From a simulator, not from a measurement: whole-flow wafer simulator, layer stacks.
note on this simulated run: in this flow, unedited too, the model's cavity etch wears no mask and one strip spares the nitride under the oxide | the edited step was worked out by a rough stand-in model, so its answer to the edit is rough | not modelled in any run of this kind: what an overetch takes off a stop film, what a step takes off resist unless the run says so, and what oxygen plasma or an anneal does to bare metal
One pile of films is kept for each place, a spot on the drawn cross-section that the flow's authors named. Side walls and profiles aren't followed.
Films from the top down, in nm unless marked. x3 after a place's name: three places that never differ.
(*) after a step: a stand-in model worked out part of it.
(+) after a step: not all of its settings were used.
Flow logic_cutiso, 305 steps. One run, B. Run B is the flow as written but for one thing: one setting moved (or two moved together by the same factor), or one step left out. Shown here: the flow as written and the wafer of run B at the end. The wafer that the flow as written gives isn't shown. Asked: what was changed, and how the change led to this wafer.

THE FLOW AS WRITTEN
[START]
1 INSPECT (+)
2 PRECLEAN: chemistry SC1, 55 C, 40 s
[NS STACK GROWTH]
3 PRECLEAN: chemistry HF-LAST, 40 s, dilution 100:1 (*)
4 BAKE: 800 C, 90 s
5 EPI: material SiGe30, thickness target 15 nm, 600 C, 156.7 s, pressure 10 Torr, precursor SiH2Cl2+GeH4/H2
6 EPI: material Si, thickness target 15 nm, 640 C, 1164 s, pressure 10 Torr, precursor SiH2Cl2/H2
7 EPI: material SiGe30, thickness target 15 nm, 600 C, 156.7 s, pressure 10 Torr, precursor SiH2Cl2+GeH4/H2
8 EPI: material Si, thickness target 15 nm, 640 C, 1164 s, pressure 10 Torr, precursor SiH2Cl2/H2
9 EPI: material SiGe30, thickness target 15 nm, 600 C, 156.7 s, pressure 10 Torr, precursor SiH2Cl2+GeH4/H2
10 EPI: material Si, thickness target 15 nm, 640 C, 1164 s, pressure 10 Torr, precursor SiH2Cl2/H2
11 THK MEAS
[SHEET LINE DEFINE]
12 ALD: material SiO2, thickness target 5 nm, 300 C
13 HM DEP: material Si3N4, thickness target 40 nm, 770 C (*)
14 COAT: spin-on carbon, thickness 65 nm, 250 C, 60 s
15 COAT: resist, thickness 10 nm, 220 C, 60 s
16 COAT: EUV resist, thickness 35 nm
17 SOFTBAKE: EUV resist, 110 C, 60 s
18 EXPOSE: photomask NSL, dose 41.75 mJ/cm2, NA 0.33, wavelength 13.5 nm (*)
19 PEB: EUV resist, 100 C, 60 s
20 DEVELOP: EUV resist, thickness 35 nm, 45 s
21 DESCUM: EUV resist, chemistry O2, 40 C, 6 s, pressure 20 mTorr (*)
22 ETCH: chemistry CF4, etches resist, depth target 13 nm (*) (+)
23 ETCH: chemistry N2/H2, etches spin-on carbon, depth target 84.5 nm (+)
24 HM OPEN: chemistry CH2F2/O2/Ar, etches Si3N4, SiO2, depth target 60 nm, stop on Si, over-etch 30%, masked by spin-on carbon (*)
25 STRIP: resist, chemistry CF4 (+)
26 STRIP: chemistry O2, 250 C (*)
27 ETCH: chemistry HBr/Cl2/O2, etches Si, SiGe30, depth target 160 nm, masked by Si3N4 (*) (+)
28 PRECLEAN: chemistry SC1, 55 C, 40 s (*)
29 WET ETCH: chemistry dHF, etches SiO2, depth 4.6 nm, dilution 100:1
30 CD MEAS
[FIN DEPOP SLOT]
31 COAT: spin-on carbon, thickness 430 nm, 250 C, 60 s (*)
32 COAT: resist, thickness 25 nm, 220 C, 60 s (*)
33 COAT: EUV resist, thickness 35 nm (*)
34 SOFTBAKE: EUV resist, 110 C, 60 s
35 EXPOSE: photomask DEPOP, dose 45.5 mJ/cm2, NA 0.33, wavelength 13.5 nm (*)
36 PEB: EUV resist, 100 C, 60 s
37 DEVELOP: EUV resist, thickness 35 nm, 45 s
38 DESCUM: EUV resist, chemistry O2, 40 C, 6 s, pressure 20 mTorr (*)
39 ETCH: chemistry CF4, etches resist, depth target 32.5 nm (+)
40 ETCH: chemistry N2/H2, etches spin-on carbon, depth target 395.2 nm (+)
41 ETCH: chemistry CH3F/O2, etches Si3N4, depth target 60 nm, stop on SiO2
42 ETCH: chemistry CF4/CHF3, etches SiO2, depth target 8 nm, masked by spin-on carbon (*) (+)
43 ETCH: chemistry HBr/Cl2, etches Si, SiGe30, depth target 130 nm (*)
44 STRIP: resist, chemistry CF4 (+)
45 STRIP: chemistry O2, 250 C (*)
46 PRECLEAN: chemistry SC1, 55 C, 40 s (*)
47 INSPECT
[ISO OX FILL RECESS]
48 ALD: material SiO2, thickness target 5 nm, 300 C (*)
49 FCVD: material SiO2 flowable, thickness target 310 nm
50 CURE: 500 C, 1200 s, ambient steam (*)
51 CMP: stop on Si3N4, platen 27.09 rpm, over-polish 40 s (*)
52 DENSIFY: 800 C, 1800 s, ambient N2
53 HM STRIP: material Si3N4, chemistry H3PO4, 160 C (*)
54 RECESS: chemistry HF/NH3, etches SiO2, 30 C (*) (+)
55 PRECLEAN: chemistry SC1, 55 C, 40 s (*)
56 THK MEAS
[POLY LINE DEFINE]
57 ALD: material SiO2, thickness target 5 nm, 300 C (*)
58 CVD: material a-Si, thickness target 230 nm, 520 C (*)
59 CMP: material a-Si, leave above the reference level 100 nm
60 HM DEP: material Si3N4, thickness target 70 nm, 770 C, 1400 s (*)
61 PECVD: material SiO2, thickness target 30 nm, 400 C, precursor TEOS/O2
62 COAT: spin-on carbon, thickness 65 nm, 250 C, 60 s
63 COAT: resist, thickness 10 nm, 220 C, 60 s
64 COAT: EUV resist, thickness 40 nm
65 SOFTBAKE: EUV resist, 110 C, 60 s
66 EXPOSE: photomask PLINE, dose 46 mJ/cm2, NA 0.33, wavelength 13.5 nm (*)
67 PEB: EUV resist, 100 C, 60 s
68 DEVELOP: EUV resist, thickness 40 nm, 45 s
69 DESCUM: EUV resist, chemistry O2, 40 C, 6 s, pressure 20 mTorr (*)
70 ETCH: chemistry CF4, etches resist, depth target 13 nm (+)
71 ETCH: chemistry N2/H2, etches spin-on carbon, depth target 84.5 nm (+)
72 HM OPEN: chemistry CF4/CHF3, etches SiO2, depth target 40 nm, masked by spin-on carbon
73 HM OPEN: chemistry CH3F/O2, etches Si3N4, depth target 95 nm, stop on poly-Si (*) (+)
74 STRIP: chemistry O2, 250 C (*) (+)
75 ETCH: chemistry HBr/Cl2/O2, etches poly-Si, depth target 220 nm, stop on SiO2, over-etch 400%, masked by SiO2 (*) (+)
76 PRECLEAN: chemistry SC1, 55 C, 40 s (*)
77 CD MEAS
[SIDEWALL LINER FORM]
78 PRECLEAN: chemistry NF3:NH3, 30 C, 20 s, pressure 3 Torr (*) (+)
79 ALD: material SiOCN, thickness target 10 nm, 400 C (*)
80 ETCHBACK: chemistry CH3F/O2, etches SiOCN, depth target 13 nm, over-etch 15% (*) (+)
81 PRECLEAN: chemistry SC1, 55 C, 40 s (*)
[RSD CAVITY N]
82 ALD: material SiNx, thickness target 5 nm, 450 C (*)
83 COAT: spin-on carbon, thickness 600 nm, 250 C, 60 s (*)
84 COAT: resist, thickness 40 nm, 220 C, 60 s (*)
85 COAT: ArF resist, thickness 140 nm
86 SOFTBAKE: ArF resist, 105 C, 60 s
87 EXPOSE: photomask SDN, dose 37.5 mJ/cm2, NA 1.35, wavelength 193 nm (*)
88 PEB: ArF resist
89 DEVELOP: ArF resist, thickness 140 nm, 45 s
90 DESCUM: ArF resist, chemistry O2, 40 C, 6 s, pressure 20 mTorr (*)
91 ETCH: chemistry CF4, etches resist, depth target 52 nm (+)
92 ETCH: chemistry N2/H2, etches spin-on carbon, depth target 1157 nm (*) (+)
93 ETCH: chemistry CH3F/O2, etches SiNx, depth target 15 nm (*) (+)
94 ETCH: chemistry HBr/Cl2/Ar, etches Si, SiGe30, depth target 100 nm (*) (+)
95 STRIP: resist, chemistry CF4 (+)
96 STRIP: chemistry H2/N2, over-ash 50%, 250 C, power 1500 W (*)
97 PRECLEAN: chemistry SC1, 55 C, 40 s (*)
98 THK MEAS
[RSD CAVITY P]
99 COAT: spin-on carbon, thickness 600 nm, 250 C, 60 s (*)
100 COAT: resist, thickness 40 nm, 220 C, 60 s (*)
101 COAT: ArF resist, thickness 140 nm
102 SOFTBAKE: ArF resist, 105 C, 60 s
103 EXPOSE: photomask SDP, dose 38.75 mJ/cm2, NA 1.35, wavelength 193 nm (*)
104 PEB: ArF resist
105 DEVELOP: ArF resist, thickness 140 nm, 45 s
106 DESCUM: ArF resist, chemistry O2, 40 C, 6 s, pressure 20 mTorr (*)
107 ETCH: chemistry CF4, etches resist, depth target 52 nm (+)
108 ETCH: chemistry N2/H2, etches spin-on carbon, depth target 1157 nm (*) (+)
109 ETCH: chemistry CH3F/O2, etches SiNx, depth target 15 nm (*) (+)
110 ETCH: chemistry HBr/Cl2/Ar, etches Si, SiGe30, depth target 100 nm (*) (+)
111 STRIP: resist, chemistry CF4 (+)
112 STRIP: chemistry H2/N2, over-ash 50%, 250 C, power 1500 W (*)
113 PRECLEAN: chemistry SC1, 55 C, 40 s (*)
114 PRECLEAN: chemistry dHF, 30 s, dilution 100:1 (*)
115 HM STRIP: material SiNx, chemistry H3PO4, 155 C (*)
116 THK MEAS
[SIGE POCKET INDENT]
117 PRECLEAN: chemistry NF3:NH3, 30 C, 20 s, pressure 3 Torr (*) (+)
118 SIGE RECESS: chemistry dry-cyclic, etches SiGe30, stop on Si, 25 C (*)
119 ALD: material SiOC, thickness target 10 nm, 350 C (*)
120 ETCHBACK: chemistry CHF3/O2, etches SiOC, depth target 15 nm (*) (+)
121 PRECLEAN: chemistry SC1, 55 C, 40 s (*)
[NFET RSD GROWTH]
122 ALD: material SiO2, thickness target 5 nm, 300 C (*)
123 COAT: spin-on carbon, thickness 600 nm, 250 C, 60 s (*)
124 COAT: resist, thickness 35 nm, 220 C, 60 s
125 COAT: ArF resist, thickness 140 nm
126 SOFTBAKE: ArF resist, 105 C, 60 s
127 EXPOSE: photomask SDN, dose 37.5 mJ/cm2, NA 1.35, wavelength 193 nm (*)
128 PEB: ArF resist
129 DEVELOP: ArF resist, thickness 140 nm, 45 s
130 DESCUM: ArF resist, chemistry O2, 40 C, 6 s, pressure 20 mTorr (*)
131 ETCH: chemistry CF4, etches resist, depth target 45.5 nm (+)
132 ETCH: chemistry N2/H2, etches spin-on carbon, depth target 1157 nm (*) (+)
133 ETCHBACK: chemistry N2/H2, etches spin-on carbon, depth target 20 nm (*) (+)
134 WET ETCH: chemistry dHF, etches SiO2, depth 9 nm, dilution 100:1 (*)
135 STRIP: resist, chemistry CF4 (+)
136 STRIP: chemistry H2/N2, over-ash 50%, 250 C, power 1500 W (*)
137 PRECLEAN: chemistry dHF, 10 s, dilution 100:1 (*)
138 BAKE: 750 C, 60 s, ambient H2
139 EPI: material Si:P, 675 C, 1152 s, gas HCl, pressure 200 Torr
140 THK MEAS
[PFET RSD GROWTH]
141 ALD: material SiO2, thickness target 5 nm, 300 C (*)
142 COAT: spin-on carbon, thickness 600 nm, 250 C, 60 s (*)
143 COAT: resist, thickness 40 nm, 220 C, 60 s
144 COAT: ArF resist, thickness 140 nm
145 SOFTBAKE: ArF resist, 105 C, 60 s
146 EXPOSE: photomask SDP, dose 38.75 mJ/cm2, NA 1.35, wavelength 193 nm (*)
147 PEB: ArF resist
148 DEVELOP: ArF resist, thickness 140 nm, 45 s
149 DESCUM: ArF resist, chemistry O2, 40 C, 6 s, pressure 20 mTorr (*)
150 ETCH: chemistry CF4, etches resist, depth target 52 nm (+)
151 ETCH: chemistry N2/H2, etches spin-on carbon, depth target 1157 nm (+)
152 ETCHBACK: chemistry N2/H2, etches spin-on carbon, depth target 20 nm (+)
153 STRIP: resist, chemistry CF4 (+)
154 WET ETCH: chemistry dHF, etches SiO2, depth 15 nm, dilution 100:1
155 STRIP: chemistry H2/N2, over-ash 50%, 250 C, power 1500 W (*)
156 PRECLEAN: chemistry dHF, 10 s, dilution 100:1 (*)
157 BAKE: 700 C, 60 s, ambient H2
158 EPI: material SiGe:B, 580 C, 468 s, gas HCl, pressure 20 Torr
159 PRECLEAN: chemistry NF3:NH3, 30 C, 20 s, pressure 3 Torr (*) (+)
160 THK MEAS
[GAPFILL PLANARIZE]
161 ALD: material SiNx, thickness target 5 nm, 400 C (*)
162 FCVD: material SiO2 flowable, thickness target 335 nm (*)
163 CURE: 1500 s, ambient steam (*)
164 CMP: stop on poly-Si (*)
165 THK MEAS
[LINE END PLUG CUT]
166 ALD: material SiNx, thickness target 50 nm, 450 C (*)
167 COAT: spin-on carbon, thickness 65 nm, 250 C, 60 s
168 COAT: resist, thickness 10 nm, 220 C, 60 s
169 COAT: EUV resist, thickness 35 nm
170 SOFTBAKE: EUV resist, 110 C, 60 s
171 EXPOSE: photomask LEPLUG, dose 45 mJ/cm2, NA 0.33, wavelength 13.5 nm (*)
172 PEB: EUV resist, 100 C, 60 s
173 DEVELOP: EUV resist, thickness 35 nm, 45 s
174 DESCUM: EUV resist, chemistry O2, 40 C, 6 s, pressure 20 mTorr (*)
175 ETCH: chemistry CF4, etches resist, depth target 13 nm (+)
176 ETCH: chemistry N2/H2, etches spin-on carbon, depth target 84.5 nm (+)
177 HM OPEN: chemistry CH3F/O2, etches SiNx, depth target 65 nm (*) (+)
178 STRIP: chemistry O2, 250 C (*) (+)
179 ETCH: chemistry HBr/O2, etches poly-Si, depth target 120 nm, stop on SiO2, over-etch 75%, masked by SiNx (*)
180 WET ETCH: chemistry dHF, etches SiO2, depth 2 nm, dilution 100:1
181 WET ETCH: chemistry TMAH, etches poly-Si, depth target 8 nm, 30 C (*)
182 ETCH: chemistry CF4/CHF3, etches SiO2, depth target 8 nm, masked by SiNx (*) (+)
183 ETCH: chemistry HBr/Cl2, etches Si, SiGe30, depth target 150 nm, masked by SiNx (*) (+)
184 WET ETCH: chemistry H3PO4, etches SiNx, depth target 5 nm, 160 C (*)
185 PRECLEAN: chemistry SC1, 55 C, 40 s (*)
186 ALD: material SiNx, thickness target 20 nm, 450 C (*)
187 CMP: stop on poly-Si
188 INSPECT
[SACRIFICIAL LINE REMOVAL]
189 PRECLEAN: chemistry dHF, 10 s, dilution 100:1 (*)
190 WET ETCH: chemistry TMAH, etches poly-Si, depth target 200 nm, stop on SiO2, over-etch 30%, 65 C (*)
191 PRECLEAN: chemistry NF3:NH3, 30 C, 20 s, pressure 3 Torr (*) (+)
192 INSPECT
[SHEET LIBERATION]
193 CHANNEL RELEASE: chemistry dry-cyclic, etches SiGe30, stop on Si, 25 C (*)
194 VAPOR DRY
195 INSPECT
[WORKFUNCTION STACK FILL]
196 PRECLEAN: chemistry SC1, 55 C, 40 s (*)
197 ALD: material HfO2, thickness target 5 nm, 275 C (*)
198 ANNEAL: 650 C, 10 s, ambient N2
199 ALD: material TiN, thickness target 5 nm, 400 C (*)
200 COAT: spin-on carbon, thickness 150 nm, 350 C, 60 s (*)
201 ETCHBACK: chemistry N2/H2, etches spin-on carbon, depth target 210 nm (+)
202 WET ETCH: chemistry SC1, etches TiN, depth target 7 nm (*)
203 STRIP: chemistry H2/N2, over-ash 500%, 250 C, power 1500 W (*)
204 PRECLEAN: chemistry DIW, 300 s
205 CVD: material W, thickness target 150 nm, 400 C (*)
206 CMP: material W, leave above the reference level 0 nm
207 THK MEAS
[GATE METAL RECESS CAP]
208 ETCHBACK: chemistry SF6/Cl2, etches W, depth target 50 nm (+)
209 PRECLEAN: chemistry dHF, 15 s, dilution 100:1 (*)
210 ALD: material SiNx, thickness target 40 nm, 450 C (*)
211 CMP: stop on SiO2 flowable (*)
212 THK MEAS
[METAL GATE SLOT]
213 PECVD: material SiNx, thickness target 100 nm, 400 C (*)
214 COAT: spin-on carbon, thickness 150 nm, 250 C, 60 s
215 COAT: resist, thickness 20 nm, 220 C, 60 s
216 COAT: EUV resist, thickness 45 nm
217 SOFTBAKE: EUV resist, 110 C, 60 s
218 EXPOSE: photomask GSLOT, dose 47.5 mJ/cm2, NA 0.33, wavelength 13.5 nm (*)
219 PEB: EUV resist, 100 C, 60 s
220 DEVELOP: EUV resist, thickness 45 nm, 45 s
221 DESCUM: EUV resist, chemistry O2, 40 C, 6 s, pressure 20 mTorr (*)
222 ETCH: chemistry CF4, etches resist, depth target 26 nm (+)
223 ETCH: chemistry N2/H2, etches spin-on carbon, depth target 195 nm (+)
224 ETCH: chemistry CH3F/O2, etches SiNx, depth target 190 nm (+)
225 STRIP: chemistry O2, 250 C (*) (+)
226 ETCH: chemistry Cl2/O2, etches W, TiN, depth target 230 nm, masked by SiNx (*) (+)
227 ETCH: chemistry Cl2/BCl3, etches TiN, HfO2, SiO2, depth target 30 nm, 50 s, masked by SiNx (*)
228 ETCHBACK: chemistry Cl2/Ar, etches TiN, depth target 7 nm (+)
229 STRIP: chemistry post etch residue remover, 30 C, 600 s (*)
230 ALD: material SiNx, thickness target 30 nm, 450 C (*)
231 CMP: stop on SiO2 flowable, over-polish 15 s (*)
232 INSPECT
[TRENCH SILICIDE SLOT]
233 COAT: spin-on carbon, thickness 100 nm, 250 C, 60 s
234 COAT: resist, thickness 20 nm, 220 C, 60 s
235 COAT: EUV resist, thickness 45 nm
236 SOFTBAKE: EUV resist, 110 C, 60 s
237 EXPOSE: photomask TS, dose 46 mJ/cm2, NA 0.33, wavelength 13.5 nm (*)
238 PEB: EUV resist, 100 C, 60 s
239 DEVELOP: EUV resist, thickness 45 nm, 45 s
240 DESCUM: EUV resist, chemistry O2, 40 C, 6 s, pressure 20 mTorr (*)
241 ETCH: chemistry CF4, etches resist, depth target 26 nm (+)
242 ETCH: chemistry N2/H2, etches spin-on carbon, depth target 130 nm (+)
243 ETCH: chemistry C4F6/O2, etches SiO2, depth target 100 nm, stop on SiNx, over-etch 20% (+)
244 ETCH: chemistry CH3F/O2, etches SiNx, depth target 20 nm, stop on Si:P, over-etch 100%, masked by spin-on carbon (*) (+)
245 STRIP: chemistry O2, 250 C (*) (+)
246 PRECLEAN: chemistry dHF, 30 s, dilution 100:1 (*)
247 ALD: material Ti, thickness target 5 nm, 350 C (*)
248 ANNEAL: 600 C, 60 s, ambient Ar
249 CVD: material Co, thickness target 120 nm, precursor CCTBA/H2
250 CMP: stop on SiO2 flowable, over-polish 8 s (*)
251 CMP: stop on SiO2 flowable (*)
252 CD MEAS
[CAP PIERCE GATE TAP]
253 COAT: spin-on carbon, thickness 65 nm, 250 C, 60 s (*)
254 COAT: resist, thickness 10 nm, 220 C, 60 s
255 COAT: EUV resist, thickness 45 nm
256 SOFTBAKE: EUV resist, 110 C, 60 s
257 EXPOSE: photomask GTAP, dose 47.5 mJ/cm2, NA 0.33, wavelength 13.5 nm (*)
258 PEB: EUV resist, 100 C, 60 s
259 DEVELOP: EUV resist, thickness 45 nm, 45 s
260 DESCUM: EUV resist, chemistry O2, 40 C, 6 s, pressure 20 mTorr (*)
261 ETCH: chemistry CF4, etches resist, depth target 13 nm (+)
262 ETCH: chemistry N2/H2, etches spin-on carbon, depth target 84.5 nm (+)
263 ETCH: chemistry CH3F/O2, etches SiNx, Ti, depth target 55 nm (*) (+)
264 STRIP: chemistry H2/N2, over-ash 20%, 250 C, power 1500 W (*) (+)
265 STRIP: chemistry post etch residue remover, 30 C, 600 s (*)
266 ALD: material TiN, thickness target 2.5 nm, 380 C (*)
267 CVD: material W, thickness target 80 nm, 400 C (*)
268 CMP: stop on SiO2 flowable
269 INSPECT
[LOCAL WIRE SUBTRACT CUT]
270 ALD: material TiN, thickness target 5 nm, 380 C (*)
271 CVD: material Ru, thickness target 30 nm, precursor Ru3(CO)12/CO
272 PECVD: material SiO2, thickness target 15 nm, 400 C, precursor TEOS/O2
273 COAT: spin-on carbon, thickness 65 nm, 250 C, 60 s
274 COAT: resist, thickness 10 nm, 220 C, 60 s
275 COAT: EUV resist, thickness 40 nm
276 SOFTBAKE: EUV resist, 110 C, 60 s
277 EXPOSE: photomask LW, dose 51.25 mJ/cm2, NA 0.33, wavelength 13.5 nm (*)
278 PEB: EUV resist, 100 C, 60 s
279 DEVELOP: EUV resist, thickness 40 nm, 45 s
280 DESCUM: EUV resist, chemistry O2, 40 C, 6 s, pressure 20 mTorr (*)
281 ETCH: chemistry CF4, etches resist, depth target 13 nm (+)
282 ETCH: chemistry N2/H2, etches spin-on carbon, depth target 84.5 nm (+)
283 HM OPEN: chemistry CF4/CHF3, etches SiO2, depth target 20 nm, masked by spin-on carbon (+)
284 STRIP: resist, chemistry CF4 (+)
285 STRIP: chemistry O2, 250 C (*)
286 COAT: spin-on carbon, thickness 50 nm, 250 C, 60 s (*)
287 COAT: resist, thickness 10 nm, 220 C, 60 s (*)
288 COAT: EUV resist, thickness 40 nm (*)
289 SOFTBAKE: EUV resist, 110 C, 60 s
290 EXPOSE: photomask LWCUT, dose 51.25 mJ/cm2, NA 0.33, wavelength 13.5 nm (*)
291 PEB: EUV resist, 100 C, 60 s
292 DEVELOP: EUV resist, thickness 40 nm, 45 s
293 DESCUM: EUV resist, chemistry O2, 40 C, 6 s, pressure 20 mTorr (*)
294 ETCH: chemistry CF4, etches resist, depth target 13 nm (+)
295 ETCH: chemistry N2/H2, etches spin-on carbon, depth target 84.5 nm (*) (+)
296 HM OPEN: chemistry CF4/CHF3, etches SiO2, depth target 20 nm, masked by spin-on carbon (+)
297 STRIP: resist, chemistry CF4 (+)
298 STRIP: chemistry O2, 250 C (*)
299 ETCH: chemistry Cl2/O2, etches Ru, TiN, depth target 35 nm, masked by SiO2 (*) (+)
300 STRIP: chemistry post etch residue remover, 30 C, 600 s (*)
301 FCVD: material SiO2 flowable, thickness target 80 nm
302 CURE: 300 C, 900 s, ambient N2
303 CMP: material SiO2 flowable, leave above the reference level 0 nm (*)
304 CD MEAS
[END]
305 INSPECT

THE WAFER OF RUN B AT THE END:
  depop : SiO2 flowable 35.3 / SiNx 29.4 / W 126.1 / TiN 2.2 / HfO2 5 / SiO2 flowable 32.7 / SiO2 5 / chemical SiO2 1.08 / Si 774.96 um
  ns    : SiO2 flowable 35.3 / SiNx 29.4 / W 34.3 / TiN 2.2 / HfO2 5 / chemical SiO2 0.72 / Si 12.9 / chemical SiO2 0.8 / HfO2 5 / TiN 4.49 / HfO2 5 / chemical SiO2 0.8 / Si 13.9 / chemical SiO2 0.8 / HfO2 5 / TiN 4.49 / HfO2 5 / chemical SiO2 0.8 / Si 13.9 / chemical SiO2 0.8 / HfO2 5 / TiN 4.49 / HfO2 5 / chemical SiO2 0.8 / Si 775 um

The cause: step 202, WET ETCH: depth target 2.8 nm was run, where the flow has depth target 7 nm.

How the change led to this, step by step:
  202 WET ETCH: chemistry SC1, etches TiN, depth target 7 nm (*)
      depop, dpovl, iso and 12 more: TiN -2.8 (as written it would be: TiN -5 (all of it))
  206 CMP: material W, leave above the reference level 0 nm
      lnr, lnri, lnrp, lnrt: W -150 (all of it), TiN -2.2 (all of it), HfO2 -5 (all of it), SiOCN -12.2 (as written it would be: W -150 (all of it), HfO2 -5 (all of it), SiOCN -12.2)
      rsdn, rsdp, rsdw, rsdx: W -162.2 (all of it), TiN -2.2 (all of it), HfO2 -5 (all of it) (as written it would be: W -162.2 (all of it), HfO2 -5 (all of it))
      (and at 2 more places)
